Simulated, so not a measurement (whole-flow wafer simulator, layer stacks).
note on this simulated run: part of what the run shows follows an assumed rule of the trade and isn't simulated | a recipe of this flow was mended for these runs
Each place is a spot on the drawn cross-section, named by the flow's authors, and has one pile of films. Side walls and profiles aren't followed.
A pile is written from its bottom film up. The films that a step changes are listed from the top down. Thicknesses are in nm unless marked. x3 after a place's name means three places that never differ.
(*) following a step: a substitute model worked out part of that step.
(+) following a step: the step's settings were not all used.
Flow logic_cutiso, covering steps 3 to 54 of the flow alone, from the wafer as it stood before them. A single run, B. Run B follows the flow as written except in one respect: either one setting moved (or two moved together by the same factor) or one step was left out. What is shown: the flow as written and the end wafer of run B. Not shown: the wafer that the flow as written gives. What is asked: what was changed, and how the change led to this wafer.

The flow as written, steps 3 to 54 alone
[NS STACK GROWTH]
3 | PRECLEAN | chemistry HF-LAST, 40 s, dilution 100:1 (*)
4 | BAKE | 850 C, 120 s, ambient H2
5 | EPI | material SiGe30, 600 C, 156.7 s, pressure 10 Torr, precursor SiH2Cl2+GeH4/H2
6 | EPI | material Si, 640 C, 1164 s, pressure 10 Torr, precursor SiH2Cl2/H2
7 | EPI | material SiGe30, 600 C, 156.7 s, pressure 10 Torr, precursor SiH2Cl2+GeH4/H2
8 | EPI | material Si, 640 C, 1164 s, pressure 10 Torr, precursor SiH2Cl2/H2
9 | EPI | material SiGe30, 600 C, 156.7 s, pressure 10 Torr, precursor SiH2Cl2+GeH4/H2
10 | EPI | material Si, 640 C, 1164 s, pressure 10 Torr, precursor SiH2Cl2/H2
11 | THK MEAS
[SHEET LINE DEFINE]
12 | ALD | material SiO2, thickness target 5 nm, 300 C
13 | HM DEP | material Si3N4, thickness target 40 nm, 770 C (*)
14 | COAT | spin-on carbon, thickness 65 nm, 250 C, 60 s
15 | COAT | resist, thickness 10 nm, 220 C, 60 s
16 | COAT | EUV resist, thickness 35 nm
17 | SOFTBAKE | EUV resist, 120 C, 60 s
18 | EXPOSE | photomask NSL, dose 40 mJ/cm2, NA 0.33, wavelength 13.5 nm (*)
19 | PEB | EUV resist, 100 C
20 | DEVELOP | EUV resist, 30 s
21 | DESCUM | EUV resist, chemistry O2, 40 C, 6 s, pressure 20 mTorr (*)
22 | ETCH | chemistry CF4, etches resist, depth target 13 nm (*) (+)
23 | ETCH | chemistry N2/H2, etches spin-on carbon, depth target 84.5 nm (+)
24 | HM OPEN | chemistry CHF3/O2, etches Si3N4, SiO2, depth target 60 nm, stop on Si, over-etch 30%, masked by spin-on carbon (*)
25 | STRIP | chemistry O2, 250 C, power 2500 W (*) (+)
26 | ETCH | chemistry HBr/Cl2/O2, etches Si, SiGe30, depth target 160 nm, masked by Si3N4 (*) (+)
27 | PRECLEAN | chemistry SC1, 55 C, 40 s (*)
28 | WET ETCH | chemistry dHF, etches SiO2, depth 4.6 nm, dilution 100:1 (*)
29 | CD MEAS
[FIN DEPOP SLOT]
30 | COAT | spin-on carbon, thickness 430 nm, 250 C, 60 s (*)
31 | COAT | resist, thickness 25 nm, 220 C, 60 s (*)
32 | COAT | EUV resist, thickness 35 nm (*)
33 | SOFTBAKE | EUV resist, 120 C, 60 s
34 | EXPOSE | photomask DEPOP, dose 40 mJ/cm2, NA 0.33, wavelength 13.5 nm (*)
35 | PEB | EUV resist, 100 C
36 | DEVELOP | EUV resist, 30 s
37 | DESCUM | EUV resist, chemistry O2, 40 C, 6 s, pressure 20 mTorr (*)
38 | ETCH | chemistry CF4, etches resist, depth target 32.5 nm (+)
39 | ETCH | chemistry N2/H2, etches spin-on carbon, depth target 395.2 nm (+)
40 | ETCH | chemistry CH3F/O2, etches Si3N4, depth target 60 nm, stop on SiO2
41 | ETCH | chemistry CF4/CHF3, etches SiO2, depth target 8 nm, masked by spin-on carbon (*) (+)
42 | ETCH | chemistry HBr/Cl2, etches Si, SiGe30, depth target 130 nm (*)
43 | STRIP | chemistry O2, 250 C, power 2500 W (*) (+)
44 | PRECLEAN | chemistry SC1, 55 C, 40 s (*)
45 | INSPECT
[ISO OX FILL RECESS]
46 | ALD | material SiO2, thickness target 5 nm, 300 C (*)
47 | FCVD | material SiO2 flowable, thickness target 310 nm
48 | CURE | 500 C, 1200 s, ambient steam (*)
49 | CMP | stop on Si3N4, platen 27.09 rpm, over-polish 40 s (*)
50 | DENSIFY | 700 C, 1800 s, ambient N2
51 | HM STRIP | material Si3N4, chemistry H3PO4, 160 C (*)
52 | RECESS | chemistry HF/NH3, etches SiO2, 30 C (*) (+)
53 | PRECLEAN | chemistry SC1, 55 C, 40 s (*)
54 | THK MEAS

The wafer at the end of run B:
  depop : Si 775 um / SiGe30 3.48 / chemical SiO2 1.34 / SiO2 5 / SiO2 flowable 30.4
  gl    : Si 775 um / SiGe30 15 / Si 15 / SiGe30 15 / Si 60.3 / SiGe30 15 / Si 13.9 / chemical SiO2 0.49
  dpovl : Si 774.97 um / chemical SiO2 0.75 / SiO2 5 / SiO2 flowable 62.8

What caused this: step 8, EPI: 675 C was run, while the flow as written has 640 C.

How this came from the change, step by step:
  8 | EPI | material Si, 640 C, 1164 s, pressure 10 Torr, precursor SiH2Cl2/H2
      depop, dpovl, gfld and 19 more: +60.3 Si (new film) (as written it would have been: +15 Si (new film))
  26 | ETCH | chemistry HBr/Cl2/O2, etches Si, SiGe30, depth target 160 nm, masked by Si3N4 (*) (+)
      dpovl, gfld, gxf, iso, isow, lnri, nsgap: -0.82 chemical SiO2 (all of it), -12 Si (all of it), -15 SiGe30 (all of it), -60.3 Si (all of it), -15 SiGe30 (all of it), -15 Si (all of it), -15 SiGe30 (all of it), -27.7 Si (as written it would have been: -0.82 chemical SiO2 (all of it), -12 Si (all of it), -15 SiGe30 (all of it), -15 Si (all of it), -15 SiGe30 (all of it), -15 Si (all of it), -15 SiGe30 (all of it), -73 Si)
  42 | ETCH | chemistry HBr/Cl2, etches Si, SiGe30, depth target 130 nm (*)
      depop: -13.8 Si (all of it), -15 SiGe30 (all of it), -60.3 Si (all of it), -15 SiGe30 (all of it), -15 Si (all of it), -10.9 SiGe30 (as written it would have been: -13.8 Si (all of it), -15 SiGe30 (all of it), -15 Si (all of it), -15 SiGe30 (all of it), -15 Si (all of it), -15 SiGe30 (all of it), -41.2 Si)
  43 | STRIP | chemistry O2, 250 C, power 2500 W (*) (+)
      depop: +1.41 chemical SiO2 (new film), -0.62 SiGe30 (as written it would have been: +1.04 chemical SiO2 (new film), -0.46 Si)
